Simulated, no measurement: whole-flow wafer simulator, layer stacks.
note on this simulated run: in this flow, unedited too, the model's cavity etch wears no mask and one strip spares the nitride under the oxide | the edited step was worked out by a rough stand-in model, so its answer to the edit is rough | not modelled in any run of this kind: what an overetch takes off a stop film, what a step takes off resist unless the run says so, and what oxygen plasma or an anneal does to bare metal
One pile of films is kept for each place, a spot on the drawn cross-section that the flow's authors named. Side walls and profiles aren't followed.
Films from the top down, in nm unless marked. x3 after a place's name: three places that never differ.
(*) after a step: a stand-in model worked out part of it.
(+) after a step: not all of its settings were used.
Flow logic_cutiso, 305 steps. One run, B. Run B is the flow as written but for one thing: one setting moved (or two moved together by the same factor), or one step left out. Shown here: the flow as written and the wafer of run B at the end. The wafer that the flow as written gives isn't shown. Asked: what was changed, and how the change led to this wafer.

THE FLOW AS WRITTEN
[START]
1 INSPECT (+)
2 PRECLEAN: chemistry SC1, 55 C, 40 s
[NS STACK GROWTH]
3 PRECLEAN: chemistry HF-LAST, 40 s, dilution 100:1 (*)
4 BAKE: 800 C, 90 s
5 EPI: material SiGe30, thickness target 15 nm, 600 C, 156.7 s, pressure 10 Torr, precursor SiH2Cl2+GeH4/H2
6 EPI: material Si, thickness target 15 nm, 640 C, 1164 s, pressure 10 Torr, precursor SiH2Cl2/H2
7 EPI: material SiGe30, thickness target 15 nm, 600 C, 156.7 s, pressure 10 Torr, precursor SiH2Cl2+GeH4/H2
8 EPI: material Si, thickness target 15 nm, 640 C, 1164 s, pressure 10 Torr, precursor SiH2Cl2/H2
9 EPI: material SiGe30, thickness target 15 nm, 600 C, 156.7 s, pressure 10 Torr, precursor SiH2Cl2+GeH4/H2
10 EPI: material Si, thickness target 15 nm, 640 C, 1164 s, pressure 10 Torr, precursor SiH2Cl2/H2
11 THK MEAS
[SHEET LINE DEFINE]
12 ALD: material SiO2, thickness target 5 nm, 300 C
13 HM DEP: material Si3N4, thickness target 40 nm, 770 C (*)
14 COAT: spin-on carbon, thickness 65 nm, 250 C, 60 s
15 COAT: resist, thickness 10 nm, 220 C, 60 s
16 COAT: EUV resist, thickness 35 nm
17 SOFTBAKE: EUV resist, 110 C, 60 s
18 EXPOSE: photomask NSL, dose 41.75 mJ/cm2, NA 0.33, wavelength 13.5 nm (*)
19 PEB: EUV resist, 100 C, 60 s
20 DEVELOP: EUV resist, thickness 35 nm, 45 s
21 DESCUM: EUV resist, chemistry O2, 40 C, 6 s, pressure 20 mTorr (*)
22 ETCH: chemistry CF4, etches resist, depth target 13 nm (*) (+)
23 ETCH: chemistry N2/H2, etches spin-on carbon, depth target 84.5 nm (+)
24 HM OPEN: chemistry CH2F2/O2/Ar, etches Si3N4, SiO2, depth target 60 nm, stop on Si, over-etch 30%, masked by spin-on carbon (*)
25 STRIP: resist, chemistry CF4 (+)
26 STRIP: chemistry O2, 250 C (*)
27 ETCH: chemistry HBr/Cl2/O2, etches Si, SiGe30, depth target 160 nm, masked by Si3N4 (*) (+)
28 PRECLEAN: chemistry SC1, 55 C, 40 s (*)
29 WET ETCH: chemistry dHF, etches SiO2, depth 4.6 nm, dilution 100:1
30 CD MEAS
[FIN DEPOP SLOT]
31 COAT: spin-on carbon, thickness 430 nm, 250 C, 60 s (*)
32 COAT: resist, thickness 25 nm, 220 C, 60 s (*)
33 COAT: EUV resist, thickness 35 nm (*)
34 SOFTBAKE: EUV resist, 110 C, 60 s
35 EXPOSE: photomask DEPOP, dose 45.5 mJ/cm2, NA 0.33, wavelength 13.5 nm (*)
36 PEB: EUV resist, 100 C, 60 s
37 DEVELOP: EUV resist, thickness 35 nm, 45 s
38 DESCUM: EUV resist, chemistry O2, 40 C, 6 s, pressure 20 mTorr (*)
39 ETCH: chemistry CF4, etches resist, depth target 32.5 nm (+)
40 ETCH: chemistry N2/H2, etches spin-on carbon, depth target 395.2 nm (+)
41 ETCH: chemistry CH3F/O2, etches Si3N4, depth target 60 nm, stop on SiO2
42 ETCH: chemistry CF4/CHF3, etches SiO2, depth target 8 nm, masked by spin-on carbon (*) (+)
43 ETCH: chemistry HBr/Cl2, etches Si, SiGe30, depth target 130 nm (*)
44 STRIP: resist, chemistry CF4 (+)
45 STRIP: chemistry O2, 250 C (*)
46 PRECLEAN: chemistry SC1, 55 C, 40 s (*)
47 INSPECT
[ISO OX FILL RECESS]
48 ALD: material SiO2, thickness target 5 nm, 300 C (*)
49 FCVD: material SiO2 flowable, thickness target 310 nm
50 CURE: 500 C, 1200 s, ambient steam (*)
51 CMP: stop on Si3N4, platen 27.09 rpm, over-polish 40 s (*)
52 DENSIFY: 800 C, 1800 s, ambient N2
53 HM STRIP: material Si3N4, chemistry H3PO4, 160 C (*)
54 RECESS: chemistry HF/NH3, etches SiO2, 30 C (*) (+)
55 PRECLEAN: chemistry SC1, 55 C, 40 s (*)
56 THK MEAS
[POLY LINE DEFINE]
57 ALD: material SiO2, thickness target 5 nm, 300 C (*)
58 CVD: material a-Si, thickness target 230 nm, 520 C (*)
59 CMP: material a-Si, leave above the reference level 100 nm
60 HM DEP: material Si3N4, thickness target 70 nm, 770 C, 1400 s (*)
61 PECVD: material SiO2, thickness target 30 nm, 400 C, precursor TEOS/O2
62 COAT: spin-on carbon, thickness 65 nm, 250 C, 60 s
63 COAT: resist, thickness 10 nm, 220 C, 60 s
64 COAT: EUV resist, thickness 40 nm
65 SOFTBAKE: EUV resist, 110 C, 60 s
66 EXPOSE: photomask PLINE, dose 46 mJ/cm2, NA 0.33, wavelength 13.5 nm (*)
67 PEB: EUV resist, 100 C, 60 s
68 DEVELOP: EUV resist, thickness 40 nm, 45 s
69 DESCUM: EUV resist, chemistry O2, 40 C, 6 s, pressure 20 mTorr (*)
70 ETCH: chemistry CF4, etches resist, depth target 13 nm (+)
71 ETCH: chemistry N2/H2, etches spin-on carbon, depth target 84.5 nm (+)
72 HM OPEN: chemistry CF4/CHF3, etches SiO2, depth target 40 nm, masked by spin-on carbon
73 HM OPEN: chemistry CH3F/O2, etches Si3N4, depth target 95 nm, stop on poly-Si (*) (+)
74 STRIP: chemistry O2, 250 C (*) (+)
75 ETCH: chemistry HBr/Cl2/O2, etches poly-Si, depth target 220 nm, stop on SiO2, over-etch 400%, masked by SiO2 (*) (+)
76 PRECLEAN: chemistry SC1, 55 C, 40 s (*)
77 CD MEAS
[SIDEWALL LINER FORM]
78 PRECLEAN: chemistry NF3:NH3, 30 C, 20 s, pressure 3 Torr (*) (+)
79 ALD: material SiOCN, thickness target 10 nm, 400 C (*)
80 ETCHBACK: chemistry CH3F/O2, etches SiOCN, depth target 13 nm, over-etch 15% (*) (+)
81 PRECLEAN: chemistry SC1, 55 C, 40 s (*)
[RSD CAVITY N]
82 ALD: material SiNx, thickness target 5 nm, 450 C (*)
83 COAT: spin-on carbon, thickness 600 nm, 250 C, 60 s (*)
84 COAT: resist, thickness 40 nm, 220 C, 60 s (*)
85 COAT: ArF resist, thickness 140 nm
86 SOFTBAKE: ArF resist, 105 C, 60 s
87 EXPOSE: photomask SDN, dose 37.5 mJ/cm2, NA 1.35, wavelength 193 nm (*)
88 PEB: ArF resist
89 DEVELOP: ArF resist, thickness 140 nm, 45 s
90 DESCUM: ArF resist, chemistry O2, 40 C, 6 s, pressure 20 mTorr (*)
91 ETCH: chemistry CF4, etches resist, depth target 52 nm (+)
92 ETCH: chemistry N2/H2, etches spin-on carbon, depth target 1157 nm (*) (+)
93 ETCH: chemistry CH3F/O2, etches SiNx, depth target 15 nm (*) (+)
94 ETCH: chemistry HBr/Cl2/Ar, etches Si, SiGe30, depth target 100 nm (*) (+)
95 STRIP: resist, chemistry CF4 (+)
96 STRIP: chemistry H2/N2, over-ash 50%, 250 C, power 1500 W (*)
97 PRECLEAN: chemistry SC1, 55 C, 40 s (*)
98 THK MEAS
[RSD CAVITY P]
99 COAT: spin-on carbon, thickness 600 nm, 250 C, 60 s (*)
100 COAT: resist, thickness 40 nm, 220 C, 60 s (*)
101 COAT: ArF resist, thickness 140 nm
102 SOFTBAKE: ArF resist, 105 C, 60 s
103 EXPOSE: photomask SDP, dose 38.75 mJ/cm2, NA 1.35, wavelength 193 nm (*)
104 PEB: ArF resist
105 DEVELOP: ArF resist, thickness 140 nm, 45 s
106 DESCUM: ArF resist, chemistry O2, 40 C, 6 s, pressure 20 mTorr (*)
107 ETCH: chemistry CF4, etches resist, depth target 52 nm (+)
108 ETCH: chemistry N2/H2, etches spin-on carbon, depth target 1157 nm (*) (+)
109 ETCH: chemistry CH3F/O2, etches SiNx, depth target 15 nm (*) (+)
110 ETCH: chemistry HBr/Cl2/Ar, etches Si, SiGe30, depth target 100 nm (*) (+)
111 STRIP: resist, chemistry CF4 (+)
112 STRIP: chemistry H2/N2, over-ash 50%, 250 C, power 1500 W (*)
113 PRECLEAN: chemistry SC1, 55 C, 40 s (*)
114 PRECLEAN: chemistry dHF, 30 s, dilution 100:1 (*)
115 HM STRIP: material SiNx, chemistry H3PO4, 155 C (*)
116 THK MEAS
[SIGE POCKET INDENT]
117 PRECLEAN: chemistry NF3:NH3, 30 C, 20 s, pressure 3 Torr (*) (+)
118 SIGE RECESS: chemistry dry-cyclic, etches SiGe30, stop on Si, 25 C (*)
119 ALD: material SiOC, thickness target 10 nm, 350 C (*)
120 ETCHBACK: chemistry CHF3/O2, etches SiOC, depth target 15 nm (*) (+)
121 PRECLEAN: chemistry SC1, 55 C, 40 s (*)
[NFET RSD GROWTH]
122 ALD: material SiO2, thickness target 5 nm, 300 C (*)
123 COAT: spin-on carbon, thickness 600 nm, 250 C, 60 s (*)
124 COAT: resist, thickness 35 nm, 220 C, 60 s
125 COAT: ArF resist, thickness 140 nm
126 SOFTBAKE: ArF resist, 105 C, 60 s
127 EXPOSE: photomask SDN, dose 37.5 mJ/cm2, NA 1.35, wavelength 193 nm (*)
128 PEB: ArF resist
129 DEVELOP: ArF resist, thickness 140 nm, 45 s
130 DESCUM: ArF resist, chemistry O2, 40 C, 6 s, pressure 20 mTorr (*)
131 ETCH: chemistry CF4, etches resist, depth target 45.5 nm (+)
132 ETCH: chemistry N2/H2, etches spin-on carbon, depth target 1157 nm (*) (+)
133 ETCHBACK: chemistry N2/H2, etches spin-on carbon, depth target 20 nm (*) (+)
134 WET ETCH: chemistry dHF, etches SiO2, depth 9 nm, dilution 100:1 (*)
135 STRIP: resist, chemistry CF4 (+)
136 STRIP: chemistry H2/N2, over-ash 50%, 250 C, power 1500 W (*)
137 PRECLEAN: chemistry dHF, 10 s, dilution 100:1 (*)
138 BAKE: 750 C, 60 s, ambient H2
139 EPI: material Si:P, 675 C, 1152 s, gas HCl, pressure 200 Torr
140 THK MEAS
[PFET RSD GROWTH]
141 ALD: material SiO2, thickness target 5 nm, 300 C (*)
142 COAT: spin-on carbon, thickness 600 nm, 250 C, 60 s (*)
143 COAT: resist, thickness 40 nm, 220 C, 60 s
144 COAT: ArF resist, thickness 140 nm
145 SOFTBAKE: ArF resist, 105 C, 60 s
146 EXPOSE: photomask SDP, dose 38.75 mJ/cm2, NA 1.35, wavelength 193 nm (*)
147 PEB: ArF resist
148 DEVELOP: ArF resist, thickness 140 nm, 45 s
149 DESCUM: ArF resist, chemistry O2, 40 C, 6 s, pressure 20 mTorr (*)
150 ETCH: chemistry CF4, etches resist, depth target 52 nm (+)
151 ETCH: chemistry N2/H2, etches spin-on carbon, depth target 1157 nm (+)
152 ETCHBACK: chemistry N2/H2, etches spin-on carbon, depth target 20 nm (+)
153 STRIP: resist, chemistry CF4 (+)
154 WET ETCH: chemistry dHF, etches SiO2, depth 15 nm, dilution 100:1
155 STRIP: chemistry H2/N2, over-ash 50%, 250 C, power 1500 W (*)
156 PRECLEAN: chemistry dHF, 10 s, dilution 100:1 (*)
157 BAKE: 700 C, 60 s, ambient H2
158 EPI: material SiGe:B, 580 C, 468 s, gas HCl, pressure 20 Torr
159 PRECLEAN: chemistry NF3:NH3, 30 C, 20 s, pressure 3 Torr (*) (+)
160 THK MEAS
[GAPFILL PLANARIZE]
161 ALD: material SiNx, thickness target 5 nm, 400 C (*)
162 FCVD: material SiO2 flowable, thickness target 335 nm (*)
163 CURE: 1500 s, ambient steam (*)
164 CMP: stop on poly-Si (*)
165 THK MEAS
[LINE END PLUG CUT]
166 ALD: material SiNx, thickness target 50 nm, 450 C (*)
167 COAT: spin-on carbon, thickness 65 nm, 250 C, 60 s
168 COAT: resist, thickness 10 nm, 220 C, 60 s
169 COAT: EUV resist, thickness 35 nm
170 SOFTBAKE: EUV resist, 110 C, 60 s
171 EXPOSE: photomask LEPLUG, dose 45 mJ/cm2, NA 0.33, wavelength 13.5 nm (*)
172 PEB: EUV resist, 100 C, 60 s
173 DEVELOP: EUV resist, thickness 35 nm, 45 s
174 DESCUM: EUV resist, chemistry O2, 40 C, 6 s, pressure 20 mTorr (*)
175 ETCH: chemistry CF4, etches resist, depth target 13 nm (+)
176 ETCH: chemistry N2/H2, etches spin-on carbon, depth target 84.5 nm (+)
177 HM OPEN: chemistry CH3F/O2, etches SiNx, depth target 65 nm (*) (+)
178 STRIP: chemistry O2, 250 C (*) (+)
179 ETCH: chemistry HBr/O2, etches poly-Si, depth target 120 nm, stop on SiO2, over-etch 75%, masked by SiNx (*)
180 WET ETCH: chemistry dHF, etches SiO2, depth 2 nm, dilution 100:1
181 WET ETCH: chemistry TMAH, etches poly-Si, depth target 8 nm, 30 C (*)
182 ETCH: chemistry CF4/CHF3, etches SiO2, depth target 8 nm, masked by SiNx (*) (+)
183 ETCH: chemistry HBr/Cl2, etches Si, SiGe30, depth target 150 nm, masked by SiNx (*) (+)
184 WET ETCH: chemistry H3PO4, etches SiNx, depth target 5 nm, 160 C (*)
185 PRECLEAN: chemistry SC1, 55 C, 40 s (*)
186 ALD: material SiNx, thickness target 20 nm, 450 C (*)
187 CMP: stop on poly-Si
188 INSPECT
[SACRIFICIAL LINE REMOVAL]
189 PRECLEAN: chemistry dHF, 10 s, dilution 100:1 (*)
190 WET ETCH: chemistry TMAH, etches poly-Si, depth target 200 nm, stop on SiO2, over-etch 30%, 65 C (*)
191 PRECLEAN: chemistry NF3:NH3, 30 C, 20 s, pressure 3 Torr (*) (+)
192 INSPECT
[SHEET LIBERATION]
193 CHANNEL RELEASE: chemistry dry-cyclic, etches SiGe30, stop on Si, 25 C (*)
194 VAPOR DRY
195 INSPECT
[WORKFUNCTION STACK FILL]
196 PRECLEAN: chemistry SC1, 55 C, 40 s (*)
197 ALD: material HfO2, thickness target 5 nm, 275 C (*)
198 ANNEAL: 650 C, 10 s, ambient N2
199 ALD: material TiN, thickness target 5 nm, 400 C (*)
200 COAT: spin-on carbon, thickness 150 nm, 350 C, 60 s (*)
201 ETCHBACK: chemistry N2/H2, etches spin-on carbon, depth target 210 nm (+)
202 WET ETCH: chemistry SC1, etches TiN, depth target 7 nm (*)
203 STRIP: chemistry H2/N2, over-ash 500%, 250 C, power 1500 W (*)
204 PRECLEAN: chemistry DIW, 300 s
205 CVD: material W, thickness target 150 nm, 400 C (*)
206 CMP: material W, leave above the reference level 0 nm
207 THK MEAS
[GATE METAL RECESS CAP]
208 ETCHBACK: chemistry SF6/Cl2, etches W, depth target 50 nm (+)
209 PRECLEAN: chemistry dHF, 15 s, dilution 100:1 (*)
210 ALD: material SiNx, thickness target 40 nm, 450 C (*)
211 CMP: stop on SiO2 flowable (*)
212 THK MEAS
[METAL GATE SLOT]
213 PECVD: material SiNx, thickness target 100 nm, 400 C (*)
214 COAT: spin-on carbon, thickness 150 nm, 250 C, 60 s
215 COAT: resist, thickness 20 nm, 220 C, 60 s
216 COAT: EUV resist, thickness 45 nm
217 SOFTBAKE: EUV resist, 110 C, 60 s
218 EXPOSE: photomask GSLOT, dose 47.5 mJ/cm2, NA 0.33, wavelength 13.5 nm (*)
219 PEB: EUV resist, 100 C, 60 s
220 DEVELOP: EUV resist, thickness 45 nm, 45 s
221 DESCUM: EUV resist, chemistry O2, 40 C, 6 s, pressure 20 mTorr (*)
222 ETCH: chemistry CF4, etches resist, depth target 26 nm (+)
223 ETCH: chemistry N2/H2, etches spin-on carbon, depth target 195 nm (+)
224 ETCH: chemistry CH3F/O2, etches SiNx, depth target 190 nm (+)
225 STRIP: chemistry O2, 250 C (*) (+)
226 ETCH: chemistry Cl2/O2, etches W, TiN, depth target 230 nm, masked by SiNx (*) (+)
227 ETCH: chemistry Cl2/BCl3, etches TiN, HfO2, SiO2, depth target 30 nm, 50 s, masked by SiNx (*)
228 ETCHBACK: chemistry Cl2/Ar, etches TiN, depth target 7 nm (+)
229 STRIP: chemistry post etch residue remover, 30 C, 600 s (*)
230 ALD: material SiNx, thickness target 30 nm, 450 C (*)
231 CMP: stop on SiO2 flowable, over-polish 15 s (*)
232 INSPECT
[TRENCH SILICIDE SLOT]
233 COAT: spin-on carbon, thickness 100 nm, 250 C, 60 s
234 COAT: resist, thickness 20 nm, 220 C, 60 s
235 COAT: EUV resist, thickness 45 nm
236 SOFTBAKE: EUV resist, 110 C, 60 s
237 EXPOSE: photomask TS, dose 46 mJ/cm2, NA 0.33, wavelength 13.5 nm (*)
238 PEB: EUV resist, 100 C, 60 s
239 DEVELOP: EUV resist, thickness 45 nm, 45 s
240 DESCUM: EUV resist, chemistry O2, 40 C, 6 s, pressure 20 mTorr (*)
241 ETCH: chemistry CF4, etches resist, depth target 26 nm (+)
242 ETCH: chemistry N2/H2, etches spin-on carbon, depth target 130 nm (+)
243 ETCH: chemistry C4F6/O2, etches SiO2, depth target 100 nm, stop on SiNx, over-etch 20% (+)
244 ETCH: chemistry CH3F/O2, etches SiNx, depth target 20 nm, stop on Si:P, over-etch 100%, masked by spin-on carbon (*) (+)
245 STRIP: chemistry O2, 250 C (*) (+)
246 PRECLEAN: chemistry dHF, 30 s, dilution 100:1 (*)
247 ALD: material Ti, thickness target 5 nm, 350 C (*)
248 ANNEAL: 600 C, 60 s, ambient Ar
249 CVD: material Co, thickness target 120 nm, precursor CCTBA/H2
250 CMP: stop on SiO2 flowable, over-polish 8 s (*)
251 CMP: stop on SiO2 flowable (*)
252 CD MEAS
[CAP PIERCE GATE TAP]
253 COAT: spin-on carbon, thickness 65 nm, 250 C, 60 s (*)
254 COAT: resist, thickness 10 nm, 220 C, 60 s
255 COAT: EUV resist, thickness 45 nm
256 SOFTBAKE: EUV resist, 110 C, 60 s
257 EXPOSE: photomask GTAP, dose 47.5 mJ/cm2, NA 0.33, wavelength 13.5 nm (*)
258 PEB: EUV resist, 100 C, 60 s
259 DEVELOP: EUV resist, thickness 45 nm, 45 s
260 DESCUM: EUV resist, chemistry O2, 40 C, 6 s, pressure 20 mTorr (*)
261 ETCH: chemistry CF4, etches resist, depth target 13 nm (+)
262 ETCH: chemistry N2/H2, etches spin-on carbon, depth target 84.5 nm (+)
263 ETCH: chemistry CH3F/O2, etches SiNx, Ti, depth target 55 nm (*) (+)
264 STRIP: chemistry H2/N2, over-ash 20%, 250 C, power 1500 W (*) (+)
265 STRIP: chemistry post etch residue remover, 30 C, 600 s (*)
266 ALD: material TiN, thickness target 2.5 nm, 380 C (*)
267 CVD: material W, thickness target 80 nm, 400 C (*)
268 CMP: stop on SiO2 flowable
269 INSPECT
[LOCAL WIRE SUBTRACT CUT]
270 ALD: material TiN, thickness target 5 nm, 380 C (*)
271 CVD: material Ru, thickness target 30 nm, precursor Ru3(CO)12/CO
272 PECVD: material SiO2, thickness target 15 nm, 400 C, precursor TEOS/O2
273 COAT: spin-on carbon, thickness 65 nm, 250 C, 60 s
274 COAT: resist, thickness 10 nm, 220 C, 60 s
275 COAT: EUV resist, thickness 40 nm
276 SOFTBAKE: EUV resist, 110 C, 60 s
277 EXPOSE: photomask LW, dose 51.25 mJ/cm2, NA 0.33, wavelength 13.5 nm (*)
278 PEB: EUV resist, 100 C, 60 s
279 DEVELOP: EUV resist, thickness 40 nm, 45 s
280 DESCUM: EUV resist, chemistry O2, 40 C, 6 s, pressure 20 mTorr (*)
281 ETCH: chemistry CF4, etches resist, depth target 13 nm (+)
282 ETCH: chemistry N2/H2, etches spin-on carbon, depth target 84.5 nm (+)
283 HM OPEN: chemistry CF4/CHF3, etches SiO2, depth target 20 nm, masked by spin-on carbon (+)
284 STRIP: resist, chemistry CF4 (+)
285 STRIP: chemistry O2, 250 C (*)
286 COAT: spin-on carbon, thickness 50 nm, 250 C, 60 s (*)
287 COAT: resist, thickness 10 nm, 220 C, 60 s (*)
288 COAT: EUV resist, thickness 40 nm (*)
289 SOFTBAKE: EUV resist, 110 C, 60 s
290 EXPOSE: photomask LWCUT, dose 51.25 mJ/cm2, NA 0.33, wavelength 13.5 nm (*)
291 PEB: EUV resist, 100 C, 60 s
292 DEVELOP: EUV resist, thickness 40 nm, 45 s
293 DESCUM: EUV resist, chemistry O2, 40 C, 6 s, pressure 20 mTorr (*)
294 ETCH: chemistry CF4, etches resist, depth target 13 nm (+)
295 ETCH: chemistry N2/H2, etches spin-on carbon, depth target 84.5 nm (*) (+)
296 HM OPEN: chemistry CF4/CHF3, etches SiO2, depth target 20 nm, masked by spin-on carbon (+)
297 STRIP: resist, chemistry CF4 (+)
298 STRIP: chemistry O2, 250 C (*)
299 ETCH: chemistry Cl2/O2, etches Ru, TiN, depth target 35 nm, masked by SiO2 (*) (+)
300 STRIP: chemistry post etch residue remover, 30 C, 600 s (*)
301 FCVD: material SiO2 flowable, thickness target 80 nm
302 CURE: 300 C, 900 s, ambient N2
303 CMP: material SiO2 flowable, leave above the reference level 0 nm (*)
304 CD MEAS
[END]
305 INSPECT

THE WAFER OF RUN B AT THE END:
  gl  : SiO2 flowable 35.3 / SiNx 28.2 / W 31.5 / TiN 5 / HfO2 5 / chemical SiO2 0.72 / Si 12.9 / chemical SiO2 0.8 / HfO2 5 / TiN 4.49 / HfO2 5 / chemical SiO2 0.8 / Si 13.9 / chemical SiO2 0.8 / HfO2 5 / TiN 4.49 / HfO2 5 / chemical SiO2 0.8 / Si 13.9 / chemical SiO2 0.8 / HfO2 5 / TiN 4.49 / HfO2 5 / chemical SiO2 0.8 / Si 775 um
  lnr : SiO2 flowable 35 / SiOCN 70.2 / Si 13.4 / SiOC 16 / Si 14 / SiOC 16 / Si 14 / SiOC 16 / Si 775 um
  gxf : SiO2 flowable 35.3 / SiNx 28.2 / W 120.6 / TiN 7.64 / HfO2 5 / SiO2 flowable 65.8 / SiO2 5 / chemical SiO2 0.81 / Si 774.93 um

The cause: step 75, ETCH: over-etch 220% was run, where the flow has over-etch 400%.

How the change led to this, step by step:
  75 ETCH: chemistry HBr/Cl2/O2, etches poly-Si, depth target 220 nm, stop on SiO2, over-etch 400%, masked by SiO2 (*) (+)
      lnr, lnrp, lnrt, rsdn, rsdp, rsdw, rsdx: chemical SiO2 -0.79 (all of it), poly-Si -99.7 (all of it), SiO2 -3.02 (as written it would be: chemical SiO2 -0.79 (all of it), poly-Si -99.7 (all of it), SiO2 -5 (all of it))
      depop, dpovl, gfld and 10 more: SiO2 -7.88 (as written it would be: SiO2 -9.58)
      (and at 2 more places)
  78 PRECLEAN: chemistry NF3:NH3, 30 C, 20 s, pressure 3 Torr (*) (+)
      lnr, lnrp, lnrt, rsdn, rsdp, rsdw, rsdx: SiO2 -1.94 (all of it), chemical SiO2 -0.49 (all of it) (as written it would be: chemical SiO2 -0.52 (all of it))
      iso, lnri: SiO2 -2.38 (all of it), SiO2 flowable -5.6 (as written it would be: SiO2 -0.41 (all of it), SiO2 flowable -7.89)
  120 ETCHBACK: chemistry CHF3/O2, etches SiOC, depth target 15 nm (*) (+)
      gl, tap: SiOC -10 (all of it), SiO2 -5 (as written it would be: SiOC -10 (all of it), SiO2 -4.21 (all of it), Si3N4 -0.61)
      glp: SiOC -10 (all of it), SiO2 -5 (as written it would be: SiOC -10 (all of it), SiO2 -4.25 (all of it), Si3N4 -0.58)
      (and at 2 more places)
  122 ALD: material SiO2, thickness target 5 nm, 300 C (*)
      gl, glp, tap: SiO2 +5 (as written it would be: SiO2 +5 (new film))
      gxn: SiO2 +7.01 (as written it would be: SiO2 +6.76 (new film))
      (and at 1 more place)
  132 ETCH: chemistry N2/H2, etches spin-on carbon, depth target 1157 nm (*) (+)
      gl, tap: spin-on carbon -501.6 (all of it), SiO2 -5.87 (all of it), Si3N4 -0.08 (as written it would be: spin-on carbon -501.7 (all of it), SiO2 -5 (all of it), Si3N4 -0.5)
  133 ETCHBACK: chemistry N2/H2, etches spin-on carbon, depth target 20 nm (*) (+)
      gxn: SiO2 -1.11 (as written it would be: SiO2 -0.7 (all of it), Si3N4 -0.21)
  134 WET ETCH: chemistry dHF, etches SiO2, depth 9 nm, dilution 100:1 (*)
      gxn: SiO2 -1.67 (all of it), Si3N4 -0.21 (as written it would be: Si3N4 -0.34)
  141 ALD: material SiO2, thickness target 5 nm, 300 C (*)
      gxn: SiO2 +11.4 (new film) (as written it would be: SiO2 +10.1 (new film))
  153 STRIP: resist, chemistry CF4 (+)
      glp: SiO2 -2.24 (all of it) (as written it would be: SiO2 -1.36 (all of it))
      gxp: SiO2 -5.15 (all of it) (as written it would be: SiO2 -3.06 (all of it))
  161 ALD: material SiNx, thickness target 5 nm, 400 C (*)
      gxp: SiNx +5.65 (new film) (as written it would be: SiNx +5 (new film))
  164 CMP: stop on poly-Si (*)
      depop, dpovl, isow, ns, nsgap: SiO2 flowable -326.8 (all of it), SiNx -5 (all of it), SiO2 -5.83 (all of it), Si3N4 -70 (all of it) (as written it would be: SiO2 flowable -326.8 (all of it), SiNx -5 (all of it), SiO2 -4.13 (all of it), Si3N4 -70 (all of it))
      gxf, plug: SiO2 flowable -251.7 (all of it), SiNx -5 (all of it), SiO2 -5.83 (all of it), Si3N4 -70 (all of it) (as written it would be: SiO2 flowable -251.9 (all of it), SiNx -5 (all of it), SiO2 -4.13 (all of it), Si3N4 -70 (all of it))
      (and at 7 more places)
  197 ALD: material HfO2, thickness target 5 nm, 275 C (*)
      gxf: HfO2 +5 (new film) (as written it would be: HfO2 +7.7 (new film))
  199 ALD: material TiN, thickness target 5 nm, 400 C (*)
      gfld: TiN +5.6 (new film) (as written it would be: TiN +7.64 (new film))
      gxf: TiN +7.64 (new film) (as written it would be: TiN +5 (new film))
  226 ETCH: chemistry Cl2/O2, etches W, TiN, depth target 230 nm, masked by SiNx (*) (+)
      gfld: W -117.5 (all of it), TiN -5.6 (all of it), HfO2 -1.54 (as written it would be: W -115.4 (all of it), TiN -7.64 (all of it), HfO2 -1.54)
